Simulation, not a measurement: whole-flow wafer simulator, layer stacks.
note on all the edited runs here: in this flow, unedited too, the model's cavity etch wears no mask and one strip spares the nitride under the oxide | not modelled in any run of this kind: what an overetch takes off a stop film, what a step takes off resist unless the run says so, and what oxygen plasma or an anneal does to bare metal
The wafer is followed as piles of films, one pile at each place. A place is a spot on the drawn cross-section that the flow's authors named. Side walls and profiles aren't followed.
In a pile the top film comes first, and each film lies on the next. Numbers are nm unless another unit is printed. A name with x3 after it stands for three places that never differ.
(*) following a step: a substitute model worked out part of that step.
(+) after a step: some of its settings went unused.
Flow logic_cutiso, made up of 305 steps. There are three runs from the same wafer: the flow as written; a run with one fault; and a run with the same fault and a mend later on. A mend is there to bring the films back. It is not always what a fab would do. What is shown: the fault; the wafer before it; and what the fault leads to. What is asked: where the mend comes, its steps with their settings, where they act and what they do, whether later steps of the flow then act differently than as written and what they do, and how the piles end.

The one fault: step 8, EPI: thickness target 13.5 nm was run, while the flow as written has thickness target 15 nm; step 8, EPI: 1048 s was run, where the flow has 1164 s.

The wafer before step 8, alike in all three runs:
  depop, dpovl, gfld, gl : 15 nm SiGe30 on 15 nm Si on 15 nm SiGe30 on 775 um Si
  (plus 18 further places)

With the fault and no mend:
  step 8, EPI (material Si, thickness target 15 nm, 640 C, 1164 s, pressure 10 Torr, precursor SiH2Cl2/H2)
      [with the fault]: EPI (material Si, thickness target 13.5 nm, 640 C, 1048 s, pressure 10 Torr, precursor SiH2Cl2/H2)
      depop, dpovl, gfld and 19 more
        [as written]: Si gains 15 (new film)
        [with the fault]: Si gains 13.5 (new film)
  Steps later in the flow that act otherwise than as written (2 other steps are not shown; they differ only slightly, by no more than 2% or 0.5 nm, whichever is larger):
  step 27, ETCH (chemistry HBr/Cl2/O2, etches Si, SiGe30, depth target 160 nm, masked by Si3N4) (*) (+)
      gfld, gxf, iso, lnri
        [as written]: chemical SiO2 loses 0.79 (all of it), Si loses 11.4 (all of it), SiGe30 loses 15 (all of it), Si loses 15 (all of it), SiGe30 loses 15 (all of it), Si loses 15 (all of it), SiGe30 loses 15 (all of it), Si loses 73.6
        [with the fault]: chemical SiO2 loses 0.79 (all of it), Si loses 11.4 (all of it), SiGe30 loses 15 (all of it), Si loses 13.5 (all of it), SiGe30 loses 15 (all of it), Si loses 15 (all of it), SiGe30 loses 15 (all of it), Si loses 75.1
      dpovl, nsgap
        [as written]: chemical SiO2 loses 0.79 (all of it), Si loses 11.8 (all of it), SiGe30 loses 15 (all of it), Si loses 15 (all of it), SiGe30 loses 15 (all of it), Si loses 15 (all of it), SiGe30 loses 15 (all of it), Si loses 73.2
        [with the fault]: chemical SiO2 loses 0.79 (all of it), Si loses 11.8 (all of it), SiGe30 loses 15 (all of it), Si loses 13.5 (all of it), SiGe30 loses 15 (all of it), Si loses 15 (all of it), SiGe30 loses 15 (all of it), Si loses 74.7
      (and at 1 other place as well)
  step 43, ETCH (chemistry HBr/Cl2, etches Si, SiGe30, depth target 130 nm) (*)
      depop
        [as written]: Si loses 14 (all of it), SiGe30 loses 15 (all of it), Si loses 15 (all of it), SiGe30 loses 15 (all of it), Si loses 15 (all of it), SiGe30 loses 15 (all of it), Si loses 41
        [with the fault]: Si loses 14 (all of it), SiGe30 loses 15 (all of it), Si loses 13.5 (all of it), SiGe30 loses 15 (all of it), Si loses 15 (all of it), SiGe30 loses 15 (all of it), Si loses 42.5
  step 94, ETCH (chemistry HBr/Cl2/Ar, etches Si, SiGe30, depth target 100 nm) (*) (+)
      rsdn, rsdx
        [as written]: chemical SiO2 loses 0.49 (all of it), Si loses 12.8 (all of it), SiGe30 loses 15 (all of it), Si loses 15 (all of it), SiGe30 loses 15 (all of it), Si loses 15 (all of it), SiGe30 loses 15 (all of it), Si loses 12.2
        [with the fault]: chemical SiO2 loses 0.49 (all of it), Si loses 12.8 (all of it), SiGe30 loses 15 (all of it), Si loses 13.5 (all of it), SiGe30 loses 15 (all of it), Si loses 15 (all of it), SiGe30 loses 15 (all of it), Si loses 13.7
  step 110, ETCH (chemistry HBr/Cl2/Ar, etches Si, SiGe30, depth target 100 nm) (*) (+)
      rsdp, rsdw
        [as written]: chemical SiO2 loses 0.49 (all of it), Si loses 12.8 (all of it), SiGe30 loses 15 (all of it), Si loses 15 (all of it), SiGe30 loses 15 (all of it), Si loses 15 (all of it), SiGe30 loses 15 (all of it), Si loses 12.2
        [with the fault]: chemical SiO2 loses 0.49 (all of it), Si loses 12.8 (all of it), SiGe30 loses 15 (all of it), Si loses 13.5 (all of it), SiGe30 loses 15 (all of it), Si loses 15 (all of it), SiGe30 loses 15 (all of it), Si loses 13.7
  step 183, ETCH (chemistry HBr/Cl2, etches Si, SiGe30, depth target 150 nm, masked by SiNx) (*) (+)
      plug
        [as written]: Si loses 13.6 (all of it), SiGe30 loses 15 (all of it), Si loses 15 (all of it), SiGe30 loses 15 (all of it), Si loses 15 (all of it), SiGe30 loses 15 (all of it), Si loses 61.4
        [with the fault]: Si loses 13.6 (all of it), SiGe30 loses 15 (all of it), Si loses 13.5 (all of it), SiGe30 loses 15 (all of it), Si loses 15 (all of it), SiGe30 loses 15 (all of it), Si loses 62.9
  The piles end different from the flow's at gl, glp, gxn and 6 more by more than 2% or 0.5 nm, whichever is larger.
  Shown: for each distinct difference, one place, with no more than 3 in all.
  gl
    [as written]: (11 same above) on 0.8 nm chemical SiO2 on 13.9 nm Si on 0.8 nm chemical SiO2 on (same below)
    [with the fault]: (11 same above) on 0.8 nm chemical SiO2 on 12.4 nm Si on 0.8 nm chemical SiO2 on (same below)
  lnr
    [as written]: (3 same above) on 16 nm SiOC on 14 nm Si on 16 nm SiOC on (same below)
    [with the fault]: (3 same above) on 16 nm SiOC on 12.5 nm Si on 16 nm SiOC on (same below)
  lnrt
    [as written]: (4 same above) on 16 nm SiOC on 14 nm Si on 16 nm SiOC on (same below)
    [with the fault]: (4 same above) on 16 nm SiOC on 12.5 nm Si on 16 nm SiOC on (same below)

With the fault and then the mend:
  The mend follows step 8.
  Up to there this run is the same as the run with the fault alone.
  step 8a, EPI (material Si, thickness target 1.5 nm, 640 C, 116.4 s, pressure 10 Torr, precursor SiH2Cl2/H2) (the flow's step 8 again, with other settings)
      depop, dpovl, gfld and 19 more
        Si gains 1.5
  None of the later steps of the flow acts differently than as written at any place that is followed.
  The piles end the same as the flow's at every place that both follow.
